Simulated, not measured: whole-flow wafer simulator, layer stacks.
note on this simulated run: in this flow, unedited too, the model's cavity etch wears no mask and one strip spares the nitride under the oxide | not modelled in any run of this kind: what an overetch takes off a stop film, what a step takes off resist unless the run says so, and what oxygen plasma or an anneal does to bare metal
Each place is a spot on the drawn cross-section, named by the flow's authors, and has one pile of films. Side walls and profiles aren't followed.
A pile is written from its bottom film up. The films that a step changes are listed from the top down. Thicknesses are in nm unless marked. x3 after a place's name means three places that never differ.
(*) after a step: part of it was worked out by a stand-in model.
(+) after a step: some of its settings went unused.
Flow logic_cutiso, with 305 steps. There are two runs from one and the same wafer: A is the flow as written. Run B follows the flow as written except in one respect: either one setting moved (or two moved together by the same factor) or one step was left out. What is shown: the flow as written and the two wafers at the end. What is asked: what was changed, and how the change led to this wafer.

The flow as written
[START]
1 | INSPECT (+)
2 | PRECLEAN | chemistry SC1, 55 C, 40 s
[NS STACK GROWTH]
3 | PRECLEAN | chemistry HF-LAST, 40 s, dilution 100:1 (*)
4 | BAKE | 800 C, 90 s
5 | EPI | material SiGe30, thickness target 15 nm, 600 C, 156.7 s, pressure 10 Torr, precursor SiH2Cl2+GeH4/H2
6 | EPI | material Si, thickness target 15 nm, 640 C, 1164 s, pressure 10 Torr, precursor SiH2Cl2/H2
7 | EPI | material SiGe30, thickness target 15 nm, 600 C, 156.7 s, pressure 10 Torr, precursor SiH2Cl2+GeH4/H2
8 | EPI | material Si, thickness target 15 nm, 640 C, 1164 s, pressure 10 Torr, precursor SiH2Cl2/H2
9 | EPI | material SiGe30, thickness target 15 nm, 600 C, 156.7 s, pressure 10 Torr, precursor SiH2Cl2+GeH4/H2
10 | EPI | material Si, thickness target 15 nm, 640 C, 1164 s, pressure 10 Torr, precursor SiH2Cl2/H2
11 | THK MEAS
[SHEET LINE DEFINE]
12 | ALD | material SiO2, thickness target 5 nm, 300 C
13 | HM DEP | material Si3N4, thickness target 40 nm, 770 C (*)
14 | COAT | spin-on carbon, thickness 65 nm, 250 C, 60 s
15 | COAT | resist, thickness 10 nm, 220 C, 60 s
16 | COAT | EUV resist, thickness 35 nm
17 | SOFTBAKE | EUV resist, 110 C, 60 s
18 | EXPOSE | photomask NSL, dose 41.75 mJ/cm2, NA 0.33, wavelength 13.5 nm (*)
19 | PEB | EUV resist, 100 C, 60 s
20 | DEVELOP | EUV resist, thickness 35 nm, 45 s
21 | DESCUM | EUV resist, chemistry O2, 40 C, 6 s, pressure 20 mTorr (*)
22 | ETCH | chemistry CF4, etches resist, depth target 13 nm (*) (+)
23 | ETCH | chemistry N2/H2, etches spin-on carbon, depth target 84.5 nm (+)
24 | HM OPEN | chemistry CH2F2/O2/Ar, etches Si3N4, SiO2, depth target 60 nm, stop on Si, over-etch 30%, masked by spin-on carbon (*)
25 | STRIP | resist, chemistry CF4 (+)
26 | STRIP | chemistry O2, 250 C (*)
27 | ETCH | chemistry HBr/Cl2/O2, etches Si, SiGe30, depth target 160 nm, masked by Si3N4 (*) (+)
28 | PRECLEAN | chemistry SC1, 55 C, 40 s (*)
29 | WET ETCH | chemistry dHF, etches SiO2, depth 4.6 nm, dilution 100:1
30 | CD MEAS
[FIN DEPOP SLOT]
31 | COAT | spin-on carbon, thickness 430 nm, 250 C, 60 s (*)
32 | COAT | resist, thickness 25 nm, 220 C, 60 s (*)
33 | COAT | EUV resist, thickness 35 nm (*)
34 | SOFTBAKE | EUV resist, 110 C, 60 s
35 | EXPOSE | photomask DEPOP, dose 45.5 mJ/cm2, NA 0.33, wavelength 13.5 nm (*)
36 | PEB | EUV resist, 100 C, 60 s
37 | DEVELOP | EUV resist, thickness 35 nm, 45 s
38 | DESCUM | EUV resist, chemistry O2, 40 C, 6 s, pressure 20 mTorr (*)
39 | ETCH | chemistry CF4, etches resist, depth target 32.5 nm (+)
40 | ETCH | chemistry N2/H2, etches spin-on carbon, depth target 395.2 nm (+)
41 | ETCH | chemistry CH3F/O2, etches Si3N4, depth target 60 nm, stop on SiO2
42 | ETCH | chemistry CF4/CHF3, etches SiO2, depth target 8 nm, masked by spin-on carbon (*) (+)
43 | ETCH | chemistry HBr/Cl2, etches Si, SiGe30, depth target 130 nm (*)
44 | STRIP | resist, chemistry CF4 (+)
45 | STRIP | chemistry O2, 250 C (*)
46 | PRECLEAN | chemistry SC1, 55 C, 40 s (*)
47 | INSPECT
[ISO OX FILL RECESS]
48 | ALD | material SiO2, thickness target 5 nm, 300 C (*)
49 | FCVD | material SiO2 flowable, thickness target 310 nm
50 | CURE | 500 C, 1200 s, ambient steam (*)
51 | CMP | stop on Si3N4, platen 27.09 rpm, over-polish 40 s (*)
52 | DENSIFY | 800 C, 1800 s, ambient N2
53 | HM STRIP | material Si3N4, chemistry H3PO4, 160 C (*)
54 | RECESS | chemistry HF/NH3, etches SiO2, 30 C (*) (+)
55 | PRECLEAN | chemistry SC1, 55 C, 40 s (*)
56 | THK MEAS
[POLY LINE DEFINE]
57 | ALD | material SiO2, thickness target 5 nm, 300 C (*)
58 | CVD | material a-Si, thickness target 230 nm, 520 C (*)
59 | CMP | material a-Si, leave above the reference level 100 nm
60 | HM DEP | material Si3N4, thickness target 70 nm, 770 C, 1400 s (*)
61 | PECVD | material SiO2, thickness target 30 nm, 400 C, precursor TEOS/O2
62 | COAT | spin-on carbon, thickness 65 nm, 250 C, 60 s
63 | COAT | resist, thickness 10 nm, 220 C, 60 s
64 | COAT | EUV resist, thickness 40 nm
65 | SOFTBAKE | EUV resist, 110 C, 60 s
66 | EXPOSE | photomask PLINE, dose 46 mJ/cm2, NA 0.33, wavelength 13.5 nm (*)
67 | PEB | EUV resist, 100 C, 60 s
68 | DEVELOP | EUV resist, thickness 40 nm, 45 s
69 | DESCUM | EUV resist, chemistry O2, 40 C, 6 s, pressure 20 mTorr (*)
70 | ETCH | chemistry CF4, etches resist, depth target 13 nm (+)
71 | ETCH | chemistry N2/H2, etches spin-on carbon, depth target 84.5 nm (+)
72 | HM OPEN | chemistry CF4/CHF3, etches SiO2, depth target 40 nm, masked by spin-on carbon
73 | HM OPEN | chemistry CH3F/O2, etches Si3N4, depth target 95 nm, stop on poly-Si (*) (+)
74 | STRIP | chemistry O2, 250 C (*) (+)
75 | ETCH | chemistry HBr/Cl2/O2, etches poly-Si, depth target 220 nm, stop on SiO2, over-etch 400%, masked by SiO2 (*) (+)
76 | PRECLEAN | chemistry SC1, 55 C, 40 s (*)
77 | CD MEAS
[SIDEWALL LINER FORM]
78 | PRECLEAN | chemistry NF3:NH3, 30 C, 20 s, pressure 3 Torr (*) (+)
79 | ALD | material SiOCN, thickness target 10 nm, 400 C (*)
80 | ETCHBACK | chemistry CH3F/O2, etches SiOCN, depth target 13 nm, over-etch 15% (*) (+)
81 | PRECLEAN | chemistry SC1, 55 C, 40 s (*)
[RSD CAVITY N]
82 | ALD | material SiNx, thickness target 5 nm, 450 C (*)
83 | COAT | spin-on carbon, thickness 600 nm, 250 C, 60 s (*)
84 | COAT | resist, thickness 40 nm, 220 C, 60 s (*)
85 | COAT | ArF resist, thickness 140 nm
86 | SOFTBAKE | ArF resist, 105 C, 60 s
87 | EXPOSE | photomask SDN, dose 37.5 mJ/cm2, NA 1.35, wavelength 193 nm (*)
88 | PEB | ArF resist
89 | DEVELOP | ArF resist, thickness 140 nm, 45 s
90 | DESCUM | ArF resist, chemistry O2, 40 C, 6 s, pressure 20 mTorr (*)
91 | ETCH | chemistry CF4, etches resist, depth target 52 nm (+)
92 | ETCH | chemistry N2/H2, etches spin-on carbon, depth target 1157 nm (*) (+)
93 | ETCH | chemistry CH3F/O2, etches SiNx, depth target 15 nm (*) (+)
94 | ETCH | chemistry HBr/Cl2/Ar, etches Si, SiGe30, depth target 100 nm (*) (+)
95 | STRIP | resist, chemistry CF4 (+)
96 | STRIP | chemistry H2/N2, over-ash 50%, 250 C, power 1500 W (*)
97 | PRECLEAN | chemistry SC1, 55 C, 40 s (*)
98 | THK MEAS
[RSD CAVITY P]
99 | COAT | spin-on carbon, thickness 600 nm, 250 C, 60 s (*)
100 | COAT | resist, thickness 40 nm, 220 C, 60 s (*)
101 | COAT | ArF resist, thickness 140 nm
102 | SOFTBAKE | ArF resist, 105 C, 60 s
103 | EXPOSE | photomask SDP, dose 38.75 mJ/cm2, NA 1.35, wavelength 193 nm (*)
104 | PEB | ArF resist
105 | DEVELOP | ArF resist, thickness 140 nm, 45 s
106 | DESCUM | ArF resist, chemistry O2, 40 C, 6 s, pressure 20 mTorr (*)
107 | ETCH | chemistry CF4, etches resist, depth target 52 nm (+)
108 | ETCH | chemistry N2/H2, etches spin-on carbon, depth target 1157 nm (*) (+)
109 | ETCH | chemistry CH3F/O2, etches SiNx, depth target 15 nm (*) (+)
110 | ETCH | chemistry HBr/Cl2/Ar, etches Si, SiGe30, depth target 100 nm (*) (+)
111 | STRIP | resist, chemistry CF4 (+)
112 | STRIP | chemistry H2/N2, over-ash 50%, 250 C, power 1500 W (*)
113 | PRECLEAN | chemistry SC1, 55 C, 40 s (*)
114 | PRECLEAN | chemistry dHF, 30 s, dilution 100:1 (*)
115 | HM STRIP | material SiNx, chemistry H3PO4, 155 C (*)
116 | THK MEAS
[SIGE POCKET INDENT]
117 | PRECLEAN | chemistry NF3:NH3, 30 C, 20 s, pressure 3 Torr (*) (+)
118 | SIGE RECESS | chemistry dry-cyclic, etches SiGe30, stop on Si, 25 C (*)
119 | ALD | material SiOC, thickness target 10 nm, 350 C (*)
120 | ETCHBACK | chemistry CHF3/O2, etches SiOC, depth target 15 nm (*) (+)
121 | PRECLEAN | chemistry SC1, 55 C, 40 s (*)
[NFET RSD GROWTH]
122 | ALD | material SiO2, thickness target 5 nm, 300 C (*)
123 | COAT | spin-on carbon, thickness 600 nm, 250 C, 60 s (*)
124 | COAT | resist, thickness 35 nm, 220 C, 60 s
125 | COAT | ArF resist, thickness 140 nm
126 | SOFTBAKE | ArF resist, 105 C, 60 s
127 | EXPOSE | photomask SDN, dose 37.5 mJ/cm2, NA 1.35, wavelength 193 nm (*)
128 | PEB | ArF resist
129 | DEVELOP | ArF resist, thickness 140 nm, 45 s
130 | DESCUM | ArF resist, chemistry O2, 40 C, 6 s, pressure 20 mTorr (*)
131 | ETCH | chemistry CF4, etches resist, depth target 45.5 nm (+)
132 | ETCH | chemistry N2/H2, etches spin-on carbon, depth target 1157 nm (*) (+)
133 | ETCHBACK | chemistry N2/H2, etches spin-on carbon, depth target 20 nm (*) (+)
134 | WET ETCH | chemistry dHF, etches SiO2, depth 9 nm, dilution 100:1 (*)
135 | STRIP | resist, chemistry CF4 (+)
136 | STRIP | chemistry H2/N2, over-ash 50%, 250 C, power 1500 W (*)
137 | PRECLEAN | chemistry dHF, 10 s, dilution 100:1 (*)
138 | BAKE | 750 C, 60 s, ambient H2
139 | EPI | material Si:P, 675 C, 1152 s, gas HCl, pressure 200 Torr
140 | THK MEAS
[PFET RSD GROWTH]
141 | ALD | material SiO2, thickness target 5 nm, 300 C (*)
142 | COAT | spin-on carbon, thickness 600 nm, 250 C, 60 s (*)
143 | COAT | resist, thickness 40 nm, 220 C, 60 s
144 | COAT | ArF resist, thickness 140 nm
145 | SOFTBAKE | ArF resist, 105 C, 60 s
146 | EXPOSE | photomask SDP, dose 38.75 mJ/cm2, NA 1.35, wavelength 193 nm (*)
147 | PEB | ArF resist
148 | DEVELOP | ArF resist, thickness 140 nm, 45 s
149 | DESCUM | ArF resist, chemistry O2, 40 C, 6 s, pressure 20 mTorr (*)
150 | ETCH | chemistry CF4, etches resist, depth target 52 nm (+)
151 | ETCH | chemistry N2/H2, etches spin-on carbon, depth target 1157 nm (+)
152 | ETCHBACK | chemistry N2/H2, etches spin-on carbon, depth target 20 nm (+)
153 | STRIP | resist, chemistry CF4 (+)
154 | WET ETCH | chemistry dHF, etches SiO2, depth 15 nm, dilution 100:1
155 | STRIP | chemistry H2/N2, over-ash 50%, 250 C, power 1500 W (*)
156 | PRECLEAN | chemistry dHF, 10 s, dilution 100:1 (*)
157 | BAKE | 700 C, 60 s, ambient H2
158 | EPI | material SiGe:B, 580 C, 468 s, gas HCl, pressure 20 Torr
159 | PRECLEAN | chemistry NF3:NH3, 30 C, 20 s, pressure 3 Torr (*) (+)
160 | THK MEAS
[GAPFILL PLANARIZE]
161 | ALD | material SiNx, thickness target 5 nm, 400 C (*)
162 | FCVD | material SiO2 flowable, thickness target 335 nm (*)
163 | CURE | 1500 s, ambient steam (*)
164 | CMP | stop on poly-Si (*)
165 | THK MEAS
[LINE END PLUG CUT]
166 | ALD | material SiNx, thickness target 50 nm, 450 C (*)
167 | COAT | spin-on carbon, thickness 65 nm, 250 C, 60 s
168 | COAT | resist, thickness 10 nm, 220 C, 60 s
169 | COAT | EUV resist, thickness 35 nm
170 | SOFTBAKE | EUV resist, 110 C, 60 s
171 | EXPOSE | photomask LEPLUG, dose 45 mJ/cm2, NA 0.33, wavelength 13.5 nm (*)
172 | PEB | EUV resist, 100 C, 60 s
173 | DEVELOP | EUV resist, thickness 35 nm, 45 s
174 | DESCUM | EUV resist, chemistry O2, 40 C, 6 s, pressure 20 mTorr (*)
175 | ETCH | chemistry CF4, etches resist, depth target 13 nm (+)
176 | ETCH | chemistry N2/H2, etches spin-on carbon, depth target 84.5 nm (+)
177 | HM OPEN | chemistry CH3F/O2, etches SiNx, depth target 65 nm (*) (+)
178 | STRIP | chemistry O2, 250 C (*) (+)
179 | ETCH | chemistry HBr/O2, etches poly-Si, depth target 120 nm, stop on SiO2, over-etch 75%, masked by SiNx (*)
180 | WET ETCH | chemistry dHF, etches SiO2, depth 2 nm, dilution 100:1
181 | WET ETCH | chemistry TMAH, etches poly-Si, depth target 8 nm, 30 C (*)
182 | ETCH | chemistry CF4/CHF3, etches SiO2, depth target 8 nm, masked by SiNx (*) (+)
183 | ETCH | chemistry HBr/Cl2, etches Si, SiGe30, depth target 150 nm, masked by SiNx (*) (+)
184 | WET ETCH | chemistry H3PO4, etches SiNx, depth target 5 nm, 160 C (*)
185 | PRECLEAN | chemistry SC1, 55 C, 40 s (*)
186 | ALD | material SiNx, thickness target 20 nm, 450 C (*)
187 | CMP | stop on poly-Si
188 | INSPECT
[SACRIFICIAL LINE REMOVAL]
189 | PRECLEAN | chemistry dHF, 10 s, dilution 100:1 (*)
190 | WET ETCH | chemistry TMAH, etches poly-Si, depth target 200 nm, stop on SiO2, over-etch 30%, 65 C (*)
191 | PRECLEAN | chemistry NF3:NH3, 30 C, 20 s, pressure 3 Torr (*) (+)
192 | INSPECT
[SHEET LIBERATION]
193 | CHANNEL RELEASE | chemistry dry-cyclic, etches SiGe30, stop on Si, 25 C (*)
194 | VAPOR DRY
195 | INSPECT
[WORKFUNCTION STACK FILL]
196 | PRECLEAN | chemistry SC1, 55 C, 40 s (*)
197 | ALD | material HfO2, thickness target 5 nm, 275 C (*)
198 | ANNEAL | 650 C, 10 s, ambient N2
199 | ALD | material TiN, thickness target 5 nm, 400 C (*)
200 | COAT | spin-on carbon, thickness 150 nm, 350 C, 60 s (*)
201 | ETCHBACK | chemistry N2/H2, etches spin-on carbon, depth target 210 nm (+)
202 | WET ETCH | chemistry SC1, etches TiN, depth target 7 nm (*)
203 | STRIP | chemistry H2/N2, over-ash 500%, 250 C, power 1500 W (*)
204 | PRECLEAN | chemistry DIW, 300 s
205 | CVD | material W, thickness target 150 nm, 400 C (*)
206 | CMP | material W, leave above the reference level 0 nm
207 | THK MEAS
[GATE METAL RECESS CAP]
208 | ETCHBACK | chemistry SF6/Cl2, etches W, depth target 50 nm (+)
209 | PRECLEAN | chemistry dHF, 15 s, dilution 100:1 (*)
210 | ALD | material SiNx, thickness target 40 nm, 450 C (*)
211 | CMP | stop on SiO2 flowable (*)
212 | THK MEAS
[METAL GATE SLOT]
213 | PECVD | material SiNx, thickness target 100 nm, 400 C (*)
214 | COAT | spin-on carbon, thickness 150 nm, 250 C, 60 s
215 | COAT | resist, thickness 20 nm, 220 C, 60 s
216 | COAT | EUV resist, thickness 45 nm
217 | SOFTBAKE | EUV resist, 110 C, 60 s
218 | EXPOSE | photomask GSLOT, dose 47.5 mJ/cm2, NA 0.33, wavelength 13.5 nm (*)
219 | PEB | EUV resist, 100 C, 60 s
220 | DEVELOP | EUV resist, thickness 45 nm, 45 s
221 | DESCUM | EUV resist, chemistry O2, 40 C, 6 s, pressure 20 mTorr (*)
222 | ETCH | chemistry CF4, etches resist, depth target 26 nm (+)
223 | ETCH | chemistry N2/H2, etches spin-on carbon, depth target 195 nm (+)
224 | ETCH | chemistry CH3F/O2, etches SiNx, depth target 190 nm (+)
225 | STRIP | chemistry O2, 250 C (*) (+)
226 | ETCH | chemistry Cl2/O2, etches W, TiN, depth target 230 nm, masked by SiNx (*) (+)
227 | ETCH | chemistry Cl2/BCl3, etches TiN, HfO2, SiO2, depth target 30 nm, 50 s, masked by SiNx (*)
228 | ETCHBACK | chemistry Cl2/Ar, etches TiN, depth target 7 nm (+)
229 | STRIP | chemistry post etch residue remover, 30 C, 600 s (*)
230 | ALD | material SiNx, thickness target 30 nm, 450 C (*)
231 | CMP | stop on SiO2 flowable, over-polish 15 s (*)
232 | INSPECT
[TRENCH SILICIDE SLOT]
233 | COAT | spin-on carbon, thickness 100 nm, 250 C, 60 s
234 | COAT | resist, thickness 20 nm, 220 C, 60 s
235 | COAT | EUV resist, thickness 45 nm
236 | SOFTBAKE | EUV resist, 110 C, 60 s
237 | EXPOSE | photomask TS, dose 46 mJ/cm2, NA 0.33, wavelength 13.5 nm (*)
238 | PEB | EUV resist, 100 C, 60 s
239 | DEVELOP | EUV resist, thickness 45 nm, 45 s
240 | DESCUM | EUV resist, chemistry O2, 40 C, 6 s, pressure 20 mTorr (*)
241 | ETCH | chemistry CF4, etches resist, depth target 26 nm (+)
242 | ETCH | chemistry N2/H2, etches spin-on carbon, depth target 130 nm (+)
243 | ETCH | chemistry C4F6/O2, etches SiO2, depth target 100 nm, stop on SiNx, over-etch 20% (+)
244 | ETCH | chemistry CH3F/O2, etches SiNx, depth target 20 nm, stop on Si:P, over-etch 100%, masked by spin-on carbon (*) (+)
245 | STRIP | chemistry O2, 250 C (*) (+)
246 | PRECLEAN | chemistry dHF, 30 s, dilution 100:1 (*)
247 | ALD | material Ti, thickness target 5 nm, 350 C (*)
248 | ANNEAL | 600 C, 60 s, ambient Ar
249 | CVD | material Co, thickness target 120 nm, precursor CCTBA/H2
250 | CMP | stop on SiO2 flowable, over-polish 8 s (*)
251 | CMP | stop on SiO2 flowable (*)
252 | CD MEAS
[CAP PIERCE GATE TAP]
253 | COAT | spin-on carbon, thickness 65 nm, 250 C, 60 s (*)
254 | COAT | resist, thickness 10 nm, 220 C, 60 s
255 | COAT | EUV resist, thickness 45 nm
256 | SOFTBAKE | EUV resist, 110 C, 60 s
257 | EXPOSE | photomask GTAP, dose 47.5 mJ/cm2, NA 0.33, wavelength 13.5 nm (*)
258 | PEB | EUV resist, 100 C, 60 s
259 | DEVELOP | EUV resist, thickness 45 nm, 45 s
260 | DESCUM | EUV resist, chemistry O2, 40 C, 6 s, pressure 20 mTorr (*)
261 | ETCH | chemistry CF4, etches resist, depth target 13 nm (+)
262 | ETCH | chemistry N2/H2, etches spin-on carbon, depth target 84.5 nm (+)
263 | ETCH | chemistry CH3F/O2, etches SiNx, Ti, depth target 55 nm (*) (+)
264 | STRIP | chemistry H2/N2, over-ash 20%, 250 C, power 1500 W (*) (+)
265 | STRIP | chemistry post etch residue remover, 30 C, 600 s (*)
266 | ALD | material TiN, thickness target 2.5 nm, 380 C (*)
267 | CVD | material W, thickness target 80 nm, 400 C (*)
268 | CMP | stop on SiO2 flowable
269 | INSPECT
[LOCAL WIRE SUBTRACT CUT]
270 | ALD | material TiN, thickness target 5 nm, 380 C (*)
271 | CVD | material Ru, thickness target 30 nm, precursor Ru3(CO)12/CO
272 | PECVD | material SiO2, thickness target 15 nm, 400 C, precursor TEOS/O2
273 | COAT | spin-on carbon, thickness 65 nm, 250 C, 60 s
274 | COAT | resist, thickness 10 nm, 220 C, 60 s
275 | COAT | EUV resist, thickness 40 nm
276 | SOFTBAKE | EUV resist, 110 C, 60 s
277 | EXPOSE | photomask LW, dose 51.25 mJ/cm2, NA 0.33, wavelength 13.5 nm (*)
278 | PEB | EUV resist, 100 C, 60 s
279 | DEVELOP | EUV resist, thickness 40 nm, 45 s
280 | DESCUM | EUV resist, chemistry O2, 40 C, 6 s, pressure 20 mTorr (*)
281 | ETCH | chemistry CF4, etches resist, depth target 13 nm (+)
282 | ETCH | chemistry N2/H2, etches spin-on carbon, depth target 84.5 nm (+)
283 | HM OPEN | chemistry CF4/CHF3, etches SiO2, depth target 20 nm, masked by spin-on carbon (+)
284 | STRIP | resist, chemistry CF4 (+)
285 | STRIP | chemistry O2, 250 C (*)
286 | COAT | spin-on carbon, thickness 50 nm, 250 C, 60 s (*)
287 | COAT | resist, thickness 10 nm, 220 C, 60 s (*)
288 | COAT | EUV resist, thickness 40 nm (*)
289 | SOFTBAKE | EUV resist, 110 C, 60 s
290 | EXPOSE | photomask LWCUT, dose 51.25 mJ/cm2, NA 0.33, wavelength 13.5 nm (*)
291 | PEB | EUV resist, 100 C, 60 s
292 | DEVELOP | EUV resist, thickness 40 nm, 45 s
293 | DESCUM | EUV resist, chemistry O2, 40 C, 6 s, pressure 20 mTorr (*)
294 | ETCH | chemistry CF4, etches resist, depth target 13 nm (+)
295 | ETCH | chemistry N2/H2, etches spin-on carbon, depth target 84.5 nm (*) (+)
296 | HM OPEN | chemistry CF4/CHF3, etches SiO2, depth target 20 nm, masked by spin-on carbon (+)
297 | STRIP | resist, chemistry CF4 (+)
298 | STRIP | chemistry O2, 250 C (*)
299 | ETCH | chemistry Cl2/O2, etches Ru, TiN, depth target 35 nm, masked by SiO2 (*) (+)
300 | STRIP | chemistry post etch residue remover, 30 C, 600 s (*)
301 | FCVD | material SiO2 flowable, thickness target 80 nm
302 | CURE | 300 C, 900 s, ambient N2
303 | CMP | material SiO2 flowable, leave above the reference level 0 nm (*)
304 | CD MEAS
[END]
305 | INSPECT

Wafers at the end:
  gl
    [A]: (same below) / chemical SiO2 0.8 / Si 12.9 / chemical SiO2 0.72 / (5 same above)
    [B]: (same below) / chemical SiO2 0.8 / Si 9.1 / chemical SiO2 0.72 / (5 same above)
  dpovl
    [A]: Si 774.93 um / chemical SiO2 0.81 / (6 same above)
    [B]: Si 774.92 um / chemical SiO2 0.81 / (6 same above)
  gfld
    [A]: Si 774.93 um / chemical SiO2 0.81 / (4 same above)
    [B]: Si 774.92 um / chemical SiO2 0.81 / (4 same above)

The reason: step 10, EPI: thickness target 11.2 nm was run, while the flow as written has thickness target 15 nm; step 10, EPI: 873.3 s was run, where the flow has 1164 s.

The path from the change to this, step by step:
  10 | EPI | material Si, thickness target 15 nm, 640 C, 1164 s, pressure 10 Torr, precursor SiH2Cl2/H2
      depop, dpovl, gfld and 19 more: A +15 Si (new film) | B +11.3 Si (new film)
  27 | ETCH | chemistry HBr/Cl2/O2, etches Si, SiGe30, depth target 160 nm, masked by Si3N4 (*) (+)
      gfld, gxf, iso, lnri: A -0.79 chemical SiO2 (all of it), -11.4 Si (all of it), -15 SiGe30 (all of it), -15 Si (all of it), -15 SiGe30 (all of it), -15 Si (all of it), -15 SiGe30 (all of it), -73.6 Si | B -0.79 chemical SiO2 (all of it), -7.6 Si (all of it), -15 SiGe30 (all of it), -15 Si (all of it), -15 SiGe30 (all of it), -15 Si (all of it), -15 SiGe30 (all of it), -77.4 Si
      dpovl, nsgap: A -0.79 chemical SiO2 (all of it), -11.8 Si (all of it), -15 SiGe30 (all of it), -15 Si (all of it), -15 SiGe30 (all of it), -15 Si (all of it), -15 SiGe30 (all of it), -73.2 Si | B -0.79 chemical SiO2 (all of it), -8 Si (all of it), -15 SiGe30 (all of it), -15 Si (all of it), -15 SiGe30 (all of it), -15 Si (all of it), -15 SiGe30 (all of it), -77 Si
      (as well as at 1 more place)
  43 | ETCH | chemistry HBr/Cl2, etches Si, SiGe30, depth target 130 nm (*)
      depop: A -14 Si (all of it), -15 SiGe30 (all of it), -15 Si (all of it), -15 SiGe30 (all of it), -15 Si (all of it), -15 SiGe30 (all of it), -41 Si | B -10.3 Si (all of it), -15 SiGe30 (all of it), -15 Si (all of it), -15 SiGe30 (all of it), -15 Si (all of it), -15 SiGe30 (all of it), -44.7 Si
  94 | ETCH | chemistry HBr/Cl2/Ar, etches Si, SiGe30, depth target 100 nm (*) (+)
      rsdn, rsdx: A -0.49 chemical SiO2 (all of it), -12.8 Si (all of it), -15 SiGe30 (all of it), -15 Si (all of it), -15 SiGe30 (all of it), -15 Si (all of it), -15 SiGe30 (all of it), -12.2 Si | B -0.49 chemical SiO2 (all of it), -9.07 Si (all of it), -15 SiGe30 (all of it), -15 Si (all of it), -15 SiGe30 (all of it), -15 Si (all of it), -15 SiGe30 (all of it), -15.9 Si
  110 | ETCH | chemistry HBr/Cl2/Ar, etches Si, SiGe30, depth target 100 nm (*) (+)
      rsdp, rsdw: A -0.49 chemical SiO2 (all of it), -12.8 Si (all of it), -15 SiGe30 (all of it), -15 Si (all of it), -15 SiGe30 (all of it), -15 Si (all of it), -15 SiGe30 (all of it), -12.2 Si | B -0.49 chemical SiO2 (all of it), -9.07 Si (all of it), -15 SiGe30 (all of it), -15 Si (all of it), -15 SiGe30 (all of it), -15 Si (all of it), -15 SiGe30 (all of it), -15.9 Si
  183 | ETCH | chemistry HBr/Cl2, etches Si, SiGe30, depth target 150 nm, masked by SiNx (*) (+)
      plug: A -13.6 Si (all of it), -15 SiGe30 (all of it), -15 Si (all of it), -15 SiGe30 (all of it), -15 Si (all of it), -15 SiGe30 (all of it), -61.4 Si | B -9.8 Si (all of it), -15 SiGe30 (all of it), -15 Si (all of it), -15 SiGe30 (all of it), -15 Si (all of it), -15 SiGe30 (all of it), -65.2 Si
